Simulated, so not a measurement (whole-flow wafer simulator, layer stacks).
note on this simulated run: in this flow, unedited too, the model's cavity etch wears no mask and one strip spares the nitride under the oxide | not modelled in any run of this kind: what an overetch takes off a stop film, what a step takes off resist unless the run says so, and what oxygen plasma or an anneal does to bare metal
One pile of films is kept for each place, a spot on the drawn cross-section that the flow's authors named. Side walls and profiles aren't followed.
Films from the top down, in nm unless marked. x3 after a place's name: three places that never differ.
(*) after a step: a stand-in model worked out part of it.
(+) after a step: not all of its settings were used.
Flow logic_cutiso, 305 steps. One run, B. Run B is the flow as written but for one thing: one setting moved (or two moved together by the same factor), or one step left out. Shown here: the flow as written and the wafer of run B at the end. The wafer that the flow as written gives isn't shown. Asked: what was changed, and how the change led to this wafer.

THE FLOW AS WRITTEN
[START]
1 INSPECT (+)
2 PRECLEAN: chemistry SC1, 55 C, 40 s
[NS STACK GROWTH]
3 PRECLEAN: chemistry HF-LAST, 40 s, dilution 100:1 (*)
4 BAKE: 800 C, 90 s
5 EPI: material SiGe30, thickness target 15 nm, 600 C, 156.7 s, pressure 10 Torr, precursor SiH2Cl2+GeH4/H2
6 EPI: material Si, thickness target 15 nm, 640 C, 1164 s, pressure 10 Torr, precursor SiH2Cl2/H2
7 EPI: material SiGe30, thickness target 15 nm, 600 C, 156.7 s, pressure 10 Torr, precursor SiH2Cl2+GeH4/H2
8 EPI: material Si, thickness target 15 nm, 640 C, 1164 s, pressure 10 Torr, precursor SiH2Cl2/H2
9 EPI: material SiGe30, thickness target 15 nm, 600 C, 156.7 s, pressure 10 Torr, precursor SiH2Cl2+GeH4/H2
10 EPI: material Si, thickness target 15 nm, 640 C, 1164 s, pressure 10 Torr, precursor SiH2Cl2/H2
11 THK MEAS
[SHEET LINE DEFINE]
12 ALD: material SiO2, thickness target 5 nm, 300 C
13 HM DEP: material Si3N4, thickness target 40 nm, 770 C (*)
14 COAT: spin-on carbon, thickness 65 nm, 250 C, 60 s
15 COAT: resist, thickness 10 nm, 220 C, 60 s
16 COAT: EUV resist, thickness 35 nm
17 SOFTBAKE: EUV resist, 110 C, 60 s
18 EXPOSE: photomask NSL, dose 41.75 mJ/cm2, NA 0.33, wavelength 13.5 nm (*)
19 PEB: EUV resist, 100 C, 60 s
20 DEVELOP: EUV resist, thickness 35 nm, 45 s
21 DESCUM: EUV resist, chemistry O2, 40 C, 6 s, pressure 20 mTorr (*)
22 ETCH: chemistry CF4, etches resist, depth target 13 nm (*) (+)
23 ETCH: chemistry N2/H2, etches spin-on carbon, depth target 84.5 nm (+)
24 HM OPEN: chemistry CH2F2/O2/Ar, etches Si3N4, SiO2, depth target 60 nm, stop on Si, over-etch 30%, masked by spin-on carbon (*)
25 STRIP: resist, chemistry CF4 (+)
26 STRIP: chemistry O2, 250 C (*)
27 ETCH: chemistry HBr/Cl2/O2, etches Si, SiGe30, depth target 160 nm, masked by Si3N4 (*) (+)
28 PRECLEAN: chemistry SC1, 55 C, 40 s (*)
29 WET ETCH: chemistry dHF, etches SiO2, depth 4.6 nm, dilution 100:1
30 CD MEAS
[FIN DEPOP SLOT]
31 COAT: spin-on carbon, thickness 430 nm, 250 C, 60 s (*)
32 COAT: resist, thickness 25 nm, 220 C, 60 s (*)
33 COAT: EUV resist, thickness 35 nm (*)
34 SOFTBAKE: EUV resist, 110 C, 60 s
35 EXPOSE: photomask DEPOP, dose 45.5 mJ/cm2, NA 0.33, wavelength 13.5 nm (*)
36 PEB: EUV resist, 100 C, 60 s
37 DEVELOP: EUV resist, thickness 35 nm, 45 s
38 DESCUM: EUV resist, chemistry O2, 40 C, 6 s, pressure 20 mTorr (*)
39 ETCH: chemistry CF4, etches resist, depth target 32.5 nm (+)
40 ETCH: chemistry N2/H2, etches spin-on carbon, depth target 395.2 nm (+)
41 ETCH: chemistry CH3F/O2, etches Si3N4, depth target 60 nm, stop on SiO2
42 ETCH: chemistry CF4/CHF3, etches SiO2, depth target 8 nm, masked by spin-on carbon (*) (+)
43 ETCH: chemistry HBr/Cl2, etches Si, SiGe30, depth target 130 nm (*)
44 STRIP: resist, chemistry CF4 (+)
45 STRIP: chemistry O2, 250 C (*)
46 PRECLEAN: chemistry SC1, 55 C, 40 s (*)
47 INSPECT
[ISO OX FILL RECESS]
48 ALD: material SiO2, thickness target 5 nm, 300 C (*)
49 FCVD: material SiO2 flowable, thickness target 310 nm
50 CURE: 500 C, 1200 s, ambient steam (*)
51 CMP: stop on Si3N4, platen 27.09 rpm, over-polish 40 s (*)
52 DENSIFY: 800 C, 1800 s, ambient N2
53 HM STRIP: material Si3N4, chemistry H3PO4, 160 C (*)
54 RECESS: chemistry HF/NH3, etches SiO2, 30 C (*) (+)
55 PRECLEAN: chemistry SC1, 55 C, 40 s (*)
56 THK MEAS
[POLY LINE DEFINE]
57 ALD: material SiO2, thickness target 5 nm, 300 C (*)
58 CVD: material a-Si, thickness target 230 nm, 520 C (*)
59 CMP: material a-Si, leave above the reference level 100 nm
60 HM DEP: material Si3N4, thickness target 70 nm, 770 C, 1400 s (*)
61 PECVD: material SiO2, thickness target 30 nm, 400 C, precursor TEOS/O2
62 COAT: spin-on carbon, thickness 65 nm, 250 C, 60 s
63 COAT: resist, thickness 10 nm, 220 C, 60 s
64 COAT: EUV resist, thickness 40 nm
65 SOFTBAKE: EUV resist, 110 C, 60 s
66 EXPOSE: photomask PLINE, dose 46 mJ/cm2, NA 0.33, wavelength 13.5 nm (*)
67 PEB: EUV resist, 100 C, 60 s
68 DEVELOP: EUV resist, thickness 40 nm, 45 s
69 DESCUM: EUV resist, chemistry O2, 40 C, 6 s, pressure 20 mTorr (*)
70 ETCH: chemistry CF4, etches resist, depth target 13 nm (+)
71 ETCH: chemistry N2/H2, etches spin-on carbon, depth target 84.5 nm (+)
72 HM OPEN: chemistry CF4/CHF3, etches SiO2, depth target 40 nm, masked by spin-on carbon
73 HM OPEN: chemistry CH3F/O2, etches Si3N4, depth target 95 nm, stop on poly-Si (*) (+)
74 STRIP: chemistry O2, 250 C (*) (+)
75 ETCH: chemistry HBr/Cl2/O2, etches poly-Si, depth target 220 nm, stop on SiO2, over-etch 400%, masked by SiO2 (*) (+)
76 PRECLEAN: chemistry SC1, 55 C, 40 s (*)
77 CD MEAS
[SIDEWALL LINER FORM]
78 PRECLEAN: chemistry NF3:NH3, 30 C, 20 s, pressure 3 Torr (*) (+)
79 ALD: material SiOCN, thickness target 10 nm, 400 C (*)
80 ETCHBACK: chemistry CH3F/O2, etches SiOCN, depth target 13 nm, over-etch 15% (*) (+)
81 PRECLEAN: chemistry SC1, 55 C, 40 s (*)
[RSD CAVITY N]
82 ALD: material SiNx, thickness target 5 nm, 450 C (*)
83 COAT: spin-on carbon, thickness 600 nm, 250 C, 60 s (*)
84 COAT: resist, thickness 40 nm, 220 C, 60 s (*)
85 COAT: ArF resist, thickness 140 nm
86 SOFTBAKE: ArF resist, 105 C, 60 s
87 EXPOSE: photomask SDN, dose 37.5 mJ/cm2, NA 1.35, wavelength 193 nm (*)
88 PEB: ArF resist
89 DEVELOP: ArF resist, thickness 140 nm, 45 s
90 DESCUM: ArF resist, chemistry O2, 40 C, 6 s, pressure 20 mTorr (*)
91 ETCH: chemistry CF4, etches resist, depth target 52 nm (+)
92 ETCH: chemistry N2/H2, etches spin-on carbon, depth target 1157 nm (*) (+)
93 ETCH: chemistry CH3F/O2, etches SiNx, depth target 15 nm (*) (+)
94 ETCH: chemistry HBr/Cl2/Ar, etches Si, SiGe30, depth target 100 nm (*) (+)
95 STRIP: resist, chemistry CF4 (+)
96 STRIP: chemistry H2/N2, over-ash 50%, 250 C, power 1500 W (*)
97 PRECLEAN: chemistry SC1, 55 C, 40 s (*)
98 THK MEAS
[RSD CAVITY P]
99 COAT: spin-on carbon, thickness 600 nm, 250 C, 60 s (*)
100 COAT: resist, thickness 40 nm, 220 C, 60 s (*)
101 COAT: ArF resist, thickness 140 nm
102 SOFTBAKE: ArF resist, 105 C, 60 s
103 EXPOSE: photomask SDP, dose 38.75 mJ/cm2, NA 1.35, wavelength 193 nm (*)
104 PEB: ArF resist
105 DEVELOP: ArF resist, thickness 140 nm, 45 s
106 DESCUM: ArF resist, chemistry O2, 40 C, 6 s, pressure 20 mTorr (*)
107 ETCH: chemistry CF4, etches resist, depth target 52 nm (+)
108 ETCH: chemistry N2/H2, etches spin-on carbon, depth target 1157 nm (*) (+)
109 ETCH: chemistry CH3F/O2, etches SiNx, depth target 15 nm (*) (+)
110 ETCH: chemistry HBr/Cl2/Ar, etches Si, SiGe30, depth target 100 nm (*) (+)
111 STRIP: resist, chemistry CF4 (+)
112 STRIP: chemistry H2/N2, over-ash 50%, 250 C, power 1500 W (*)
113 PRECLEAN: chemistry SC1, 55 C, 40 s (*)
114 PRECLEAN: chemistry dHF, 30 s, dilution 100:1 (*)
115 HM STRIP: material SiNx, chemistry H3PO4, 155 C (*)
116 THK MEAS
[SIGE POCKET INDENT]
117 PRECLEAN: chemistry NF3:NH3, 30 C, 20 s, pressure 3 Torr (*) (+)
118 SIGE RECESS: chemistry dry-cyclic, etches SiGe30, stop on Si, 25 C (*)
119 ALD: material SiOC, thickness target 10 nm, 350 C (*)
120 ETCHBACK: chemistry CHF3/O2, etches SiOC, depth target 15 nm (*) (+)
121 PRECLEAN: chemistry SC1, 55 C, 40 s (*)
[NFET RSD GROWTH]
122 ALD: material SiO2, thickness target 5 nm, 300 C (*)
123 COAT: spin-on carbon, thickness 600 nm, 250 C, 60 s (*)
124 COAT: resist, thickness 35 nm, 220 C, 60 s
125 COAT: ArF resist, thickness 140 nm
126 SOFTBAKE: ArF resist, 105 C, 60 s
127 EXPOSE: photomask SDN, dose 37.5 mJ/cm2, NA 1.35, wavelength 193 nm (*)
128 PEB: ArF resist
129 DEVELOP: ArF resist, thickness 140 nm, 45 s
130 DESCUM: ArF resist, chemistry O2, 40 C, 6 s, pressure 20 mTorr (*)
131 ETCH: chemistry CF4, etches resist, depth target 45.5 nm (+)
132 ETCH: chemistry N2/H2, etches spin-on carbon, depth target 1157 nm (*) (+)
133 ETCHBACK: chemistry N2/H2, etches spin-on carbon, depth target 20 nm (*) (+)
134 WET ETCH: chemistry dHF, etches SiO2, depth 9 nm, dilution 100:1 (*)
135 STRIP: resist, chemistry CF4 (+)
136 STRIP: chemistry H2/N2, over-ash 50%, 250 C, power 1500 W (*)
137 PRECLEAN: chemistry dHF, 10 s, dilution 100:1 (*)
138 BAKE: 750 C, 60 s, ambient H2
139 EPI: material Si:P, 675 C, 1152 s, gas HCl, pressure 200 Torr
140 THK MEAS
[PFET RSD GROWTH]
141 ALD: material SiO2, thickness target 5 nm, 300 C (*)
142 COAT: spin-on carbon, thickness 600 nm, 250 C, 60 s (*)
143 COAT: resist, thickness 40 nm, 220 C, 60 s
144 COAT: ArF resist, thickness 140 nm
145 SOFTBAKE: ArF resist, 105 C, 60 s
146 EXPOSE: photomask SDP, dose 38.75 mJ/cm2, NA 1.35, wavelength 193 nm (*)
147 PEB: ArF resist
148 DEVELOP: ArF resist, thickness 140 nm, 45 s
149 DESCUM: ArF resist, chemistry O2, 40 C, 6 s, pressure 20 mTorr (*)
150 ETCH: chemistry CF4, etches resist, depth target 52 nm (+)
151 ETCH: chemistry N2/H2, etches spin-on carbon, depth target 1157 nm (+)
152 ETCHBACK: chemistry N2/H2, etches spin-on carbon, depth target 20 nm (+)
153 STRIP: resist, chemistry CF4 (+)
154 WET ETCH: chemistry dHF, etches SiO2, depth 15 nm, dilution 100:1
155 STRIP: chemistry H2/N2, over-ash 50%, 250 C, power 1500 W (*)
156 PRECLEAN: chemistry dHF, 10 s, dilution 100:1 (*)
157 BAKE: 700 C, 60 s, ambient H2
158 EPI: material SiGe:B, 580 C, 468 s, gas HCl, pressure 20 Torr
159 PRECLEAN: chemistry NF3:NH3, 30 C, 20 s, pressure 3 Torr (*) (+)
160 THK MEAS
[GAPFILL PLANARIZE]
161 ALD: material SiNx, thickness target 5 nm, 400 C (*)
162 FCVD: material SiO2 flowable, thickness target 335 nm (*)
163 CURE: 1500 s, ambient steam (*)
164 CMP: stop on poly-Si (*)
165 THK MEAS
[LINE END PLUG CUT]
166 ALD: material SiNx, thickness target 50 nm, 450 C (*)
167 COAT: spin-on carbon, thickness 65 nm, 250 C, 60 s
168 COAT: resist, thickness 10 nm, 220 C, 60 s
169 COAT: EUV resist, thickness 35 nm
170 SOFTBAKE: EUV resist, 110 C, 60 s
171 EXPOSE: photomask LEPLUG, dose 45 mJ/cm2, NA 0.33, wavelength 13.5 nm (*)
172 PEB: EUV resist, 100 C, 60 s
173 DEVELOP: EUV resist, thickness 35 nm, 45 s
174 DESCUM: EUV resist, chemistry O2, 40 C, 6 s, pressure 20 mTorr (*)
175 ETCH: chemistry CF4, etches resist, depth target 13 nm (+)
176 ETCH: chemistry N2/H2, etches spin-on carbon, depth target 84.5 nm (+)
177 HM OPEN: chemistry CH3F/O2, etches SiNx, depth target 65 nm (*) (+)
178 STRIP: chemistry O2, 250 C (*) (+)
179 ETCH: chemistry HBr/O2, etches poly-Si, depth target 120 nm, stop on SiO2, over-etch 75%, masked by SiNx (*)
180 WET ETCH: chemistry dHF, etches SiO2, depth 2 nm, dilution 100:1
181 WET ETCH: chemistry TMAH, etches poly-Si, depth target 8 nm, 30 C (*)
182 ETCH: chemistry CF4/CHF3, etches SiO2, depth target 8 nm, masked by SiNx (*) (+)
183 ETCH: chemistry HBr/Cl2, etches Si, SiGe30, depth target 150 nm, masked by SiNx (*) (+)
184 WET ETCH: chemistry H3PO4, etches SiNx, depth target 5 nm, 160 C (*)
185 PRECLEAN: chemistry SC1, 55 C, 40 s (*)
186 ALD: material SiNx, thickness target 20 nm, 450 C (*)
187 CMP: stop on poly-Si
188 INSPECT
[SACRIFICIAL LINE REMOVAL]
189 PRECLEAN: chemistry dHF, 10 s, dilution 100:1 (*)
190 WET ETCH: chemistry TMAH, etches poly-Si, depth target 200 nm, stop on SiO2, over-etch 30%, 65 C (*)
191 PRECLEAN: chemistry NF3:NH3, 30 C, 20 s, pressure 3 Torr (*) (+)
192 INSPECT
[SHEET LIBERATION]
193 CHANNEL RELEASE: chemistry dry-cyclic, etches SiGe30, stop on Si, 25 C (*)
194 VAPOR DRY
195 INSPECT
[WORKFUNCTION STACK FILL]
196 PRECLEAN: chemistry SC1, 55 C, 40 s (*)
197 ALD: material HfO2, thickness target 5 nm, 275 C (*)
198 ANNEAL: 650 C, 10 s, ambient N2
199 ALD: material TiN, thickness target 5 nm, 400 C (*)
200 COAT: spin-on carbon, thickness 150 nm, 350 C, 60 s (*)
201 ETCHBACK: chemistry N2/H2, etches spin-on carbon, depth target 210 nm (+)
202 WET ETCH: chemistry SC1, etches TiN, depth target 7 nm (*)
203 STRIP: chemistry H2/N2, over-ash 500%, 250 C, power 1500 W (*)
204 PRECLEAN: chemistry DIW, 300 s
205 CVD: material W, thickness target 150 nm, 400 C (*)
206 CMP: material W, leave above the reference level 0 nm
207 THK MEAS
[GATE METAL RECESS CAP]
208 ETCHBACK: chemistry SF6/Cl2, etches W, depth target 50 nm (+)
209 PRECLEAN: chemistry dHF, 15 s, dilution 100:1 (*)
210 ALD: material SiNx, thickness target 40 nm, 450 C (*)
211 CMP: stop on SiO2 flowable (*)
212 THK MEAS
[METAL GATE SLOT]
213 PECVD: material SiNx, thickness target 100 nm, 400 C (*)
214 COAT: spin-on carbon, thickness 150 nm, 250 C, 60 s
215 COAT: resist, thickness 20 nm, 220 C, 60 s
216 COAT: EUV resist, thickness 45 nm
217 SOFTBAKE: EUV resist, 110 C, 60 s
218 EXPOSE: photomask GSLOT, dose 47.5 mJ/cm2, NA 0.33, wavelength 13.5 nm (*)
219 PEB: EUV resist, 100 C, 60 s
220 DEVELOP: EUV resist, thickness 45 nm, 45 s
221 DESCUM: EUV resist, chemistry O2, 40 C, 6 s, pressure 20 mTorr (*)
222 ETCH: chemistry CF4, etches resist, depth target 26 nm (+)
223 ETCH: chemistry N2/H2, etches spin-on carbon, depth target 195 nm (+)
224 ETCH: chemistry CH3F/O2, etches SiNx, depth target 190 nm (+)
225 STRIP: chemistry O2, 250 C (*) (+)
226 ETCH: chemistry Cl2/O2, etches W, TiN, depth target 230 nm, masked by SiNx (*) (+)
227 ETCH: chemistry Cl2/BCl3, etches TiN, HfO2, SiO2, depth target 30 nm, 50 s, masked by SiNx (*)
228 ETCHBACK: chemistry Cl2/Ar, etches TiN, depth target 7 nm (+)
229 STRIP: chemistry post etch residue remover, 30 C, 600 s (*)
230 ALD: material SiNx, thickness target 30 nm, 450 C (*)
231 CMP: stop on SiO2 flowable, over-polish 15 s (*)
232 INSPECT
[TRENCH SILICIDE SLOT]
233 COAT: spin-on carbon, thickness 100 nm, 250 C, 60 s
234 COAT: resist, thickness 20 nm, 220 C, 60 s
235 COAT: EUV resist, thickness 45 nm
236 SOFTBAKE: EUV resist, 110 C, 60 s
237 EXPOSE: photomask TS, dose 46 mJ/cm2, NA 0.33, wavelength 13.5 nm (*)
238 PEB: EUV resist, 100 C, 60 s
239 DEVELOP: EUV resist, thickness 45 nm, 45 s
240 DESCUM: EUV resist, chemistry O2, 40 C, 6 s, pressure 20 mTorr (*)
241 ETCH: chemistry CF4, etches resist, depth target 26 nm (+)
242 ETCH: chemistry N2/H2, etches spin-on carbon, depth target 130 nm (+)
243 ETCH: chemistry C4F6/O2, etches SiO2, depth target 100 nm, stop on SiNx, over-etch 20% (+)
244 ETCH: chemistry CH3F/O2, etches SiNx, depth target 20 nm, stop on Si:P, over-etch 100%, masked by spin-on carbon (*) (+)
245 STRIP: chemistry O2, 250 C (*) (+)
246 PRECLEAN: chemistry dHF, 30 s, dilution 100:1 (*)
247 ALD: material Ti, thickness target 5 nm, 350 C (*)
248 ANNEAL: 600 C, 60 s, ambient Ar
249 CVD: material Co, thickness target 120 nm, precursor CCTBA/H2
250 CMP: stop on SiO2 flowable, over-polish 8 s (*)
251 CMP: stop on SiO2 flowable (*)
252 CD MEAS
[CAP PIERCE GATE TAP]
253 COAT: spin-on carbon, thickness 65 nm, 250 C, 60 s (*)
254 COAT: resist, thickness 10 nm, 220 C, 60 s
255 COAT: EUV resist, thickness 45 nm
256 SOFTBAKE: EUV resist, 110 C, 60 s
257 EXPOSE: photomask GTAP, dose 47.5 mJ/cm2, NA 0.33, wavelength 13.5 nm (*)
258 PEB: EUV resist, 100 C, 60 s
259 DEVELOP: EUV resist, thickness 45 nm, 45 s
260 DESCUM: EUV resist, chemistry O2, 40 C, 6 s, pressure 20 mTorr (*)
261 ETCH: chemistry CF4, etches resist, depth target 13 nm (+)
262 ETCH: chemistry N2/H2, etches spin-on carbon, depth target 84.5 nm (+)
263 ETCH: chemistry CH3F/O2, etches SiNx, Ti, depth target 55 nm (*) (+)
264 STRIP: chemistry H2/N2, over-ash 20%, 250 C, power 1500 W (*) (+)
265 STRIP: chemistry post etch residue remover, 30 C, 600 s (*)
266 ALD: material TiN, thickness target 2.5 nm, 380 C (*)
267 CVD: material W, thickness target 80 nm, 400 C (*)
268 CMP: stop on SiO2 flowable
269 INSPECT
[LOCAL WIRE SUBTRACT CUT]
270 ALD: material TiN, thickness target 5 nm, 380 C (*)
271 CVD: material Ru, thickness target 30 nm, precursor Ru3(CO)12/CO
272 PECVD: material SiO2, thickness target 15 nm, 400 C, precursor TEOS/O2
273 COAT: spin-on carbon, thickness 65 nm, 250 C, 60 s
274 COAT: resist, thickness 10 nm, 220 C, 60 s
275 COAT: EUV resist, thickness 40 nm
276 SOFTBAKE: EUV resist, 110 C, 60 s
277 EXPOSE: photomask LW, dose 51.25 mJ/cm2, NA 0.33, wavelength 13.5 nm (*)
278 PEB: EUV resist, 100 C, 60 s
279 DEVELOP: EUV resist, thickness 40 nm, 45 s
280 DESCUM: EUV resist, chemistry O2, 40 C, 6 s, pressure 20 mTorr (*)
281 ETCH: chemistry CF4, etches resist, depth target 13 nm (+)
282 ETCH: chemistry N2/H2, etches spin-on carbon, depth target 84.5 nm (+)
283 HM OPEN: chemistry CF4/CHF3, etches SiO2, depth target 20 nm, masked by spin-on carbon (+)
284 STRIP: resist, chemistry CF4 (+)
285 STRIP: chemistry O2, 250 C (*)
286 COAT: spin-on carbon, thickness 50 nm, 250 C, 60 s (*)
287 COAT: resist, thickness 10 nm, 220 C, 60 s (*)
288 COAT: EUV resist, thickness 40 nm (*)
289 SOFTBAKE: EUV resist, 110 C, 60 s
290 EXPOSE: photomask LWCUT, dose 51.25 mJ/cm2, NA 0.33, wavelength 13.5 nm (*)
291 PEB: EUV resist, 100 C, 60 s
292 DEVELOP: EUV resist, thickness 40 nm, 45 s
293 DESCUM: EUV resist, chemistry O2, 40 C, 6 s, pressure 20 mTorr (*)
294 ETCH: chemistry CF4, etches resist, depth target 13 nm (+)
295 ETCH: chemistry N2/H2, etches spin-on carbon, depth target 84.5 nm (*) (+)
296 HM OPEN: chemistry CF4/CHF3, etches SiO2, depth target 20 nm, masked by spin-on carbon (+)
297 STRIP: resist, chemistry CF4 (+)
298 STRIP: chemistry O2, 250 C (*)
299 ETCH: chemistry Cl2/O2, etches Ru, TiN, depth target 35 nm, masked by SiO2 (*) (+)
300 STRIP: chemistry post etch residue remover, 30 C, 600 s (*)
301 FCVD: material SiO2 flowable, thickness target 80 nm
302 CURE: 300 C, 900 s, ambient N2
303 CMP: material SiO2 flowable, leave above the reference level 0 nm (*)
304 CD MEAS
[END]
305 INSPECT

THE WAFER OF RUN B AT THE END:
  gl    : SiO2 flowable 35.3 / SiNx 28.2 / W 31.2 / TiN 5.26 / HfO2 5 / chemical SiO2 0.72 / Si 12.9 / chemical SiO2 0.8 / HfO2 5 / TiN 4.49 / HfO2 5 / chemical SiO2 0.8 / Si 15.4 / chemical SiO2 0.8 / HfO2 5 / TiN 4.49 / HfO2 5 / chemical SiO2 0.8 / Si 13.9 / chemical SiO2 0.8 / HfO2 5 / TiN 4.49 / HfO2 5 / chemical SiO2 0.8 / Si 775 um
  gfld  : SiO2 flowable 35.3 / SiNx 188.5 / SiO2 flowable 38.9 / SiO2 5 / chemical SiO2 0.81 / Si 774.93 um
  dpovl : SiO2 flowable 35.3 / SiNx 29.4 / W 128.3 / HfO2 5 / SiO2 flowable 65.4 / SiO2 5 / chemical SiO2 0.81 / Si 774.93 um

The cause: step 8, EPI: 1281 s was run, where the flow has 1164 s.

How the change led to this, step by step:
  8 EPI: material Si, thickness target 15 nm, 640 C, 1164 s, pressure 10 Torr, precursor SiH2Cl2/H2
      depop, dpovl, gfld and 19 more: Si +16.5 (new film) (as written it would be: Si +15 (new film))
  27 ETCH: chemistry HBr/Cl2/O2, etches Si, SiGe30, depth target 160 nm, masked by Si3N4 (*) (+)
      gfld, gxf, iso, lnri: chemical SiO2 -0.79 (all of it), Si -11.4 (all of it), SiGe30 -15 (all of it), Si -16.5 (all of it), SiGe30 -15 (all of it), Si -15 (all of it), SiGe30 -15 (all of it), Si -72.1 (as written it would be: chemical SiO2 -0.79 (all of it), Si -11.4 (all of it), SiGe30 -15 (all of it), Si -15 (all of it), SiGe30 -15 (all of it), Si -15 (all of it), SiGe30 -15 (all of it), Si -73.6)
      dpovl, nsgap: chemical SiO2 -0.79 (all of it), Si -11.8 (all of it), SiGe30 -15 (all of it), Si -16.5 (all of it), SiGe30 -15 (all of it), Si -15 (all of it), SiGe30 -15 (all of it), Si -71.7 (as written it would be: chemical SiO2 -0.79 (all of it), Si -11.8 (all of it), SiGe30 -15 (all of it), Si -15 (all of it), SiGe30 -15 (all of it), Si -15 (all of it), SiGe30 -15 (all of it), Si -73.2)
      (and at 1 more place)
  43 ETCH: chemistry HBr/Cl2, etches Si, SiGe30, depth target 130 nm (*)
      depop: Si -14 (all of it), SiGe30 -15 (all of it), Si -16.5 (all of it), SiGe30 -15 (all of it), Si -15 (all of it), SiGe30 -15 (all of it), Si -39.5 (as written it would be: Si -14 (all of it), SiGe30 -15 (all of it), Si -15 (all of it), SiGe30 -15 (all of it), Si -15 (all of it), SiGe30 -15 (all of it), Si -41)
  94 ETCH: chemistry HBr/Cl2/Ar, etches Si, SiGe30, depth target 100 nm (*) (+)
      rsdn, rsdx: chemical SiO2 -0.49 (all of it), Si -12.8 (all of it), SiGe30 -15 (all of it), Si -16.5 (all of it), SiGe30 -15 (all of it), Si -15 (all of it), SiGe30 -15 (all of it), Si -10.7 (as written it would be: chemical SiO2 -0.49 (all of it), Si -12.8 (all of it), SiGe30 -15 (all of it), Si -15 (all of it), SiGe30 -15 (all of it), Si -15 (all of it), SiGe30 -15 (all of it), Si -12.2)
  110 ETCH: chemistry HBr/Cl2/Ar, etches Si, SiGe30, depth target 100 nm (*) (+)
      rsdp, rsdw: chemical SiO2 -0.49 (all of it), Si -12.8 (all of it), SiGe30 -15 (all of it), Si -16.5 (all of it), SiGe30 -15 (all of it), Si -15 (all of it), SiGe30 -15 (all of it), Si -10.7 (as written it would be: chemical SiO2 -0.49 (all of it), Si -12.8 (all of it), SiGe30 -15 (all of it), Si -15 (all of it), SiGe30 -15 (all of it), Si -15 (all of it), SiGe30 -15 (all of it), Si -12.2)
  183 ETCH: chemistry HBr/Cl2, etches Si, SiGe30, depth target 150 nm, masked by SiNx (*) (+)
      plug: Si -13.6 (all of it), SiGe30 -15 (all of it), Si -16.5 (all of it), SiGe30 -15 (all of it), Si -15 (all of it), SiGe30 -15 (all of it), Si -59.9 (as written it would be: Si -13.6 (all of it), SiGe30 -15 (all of it), Si -15 (all of it), SiGe30 -15 (all of it), Si -15 (all of it), SiGe30 -15 (all of it), Si -61.4)
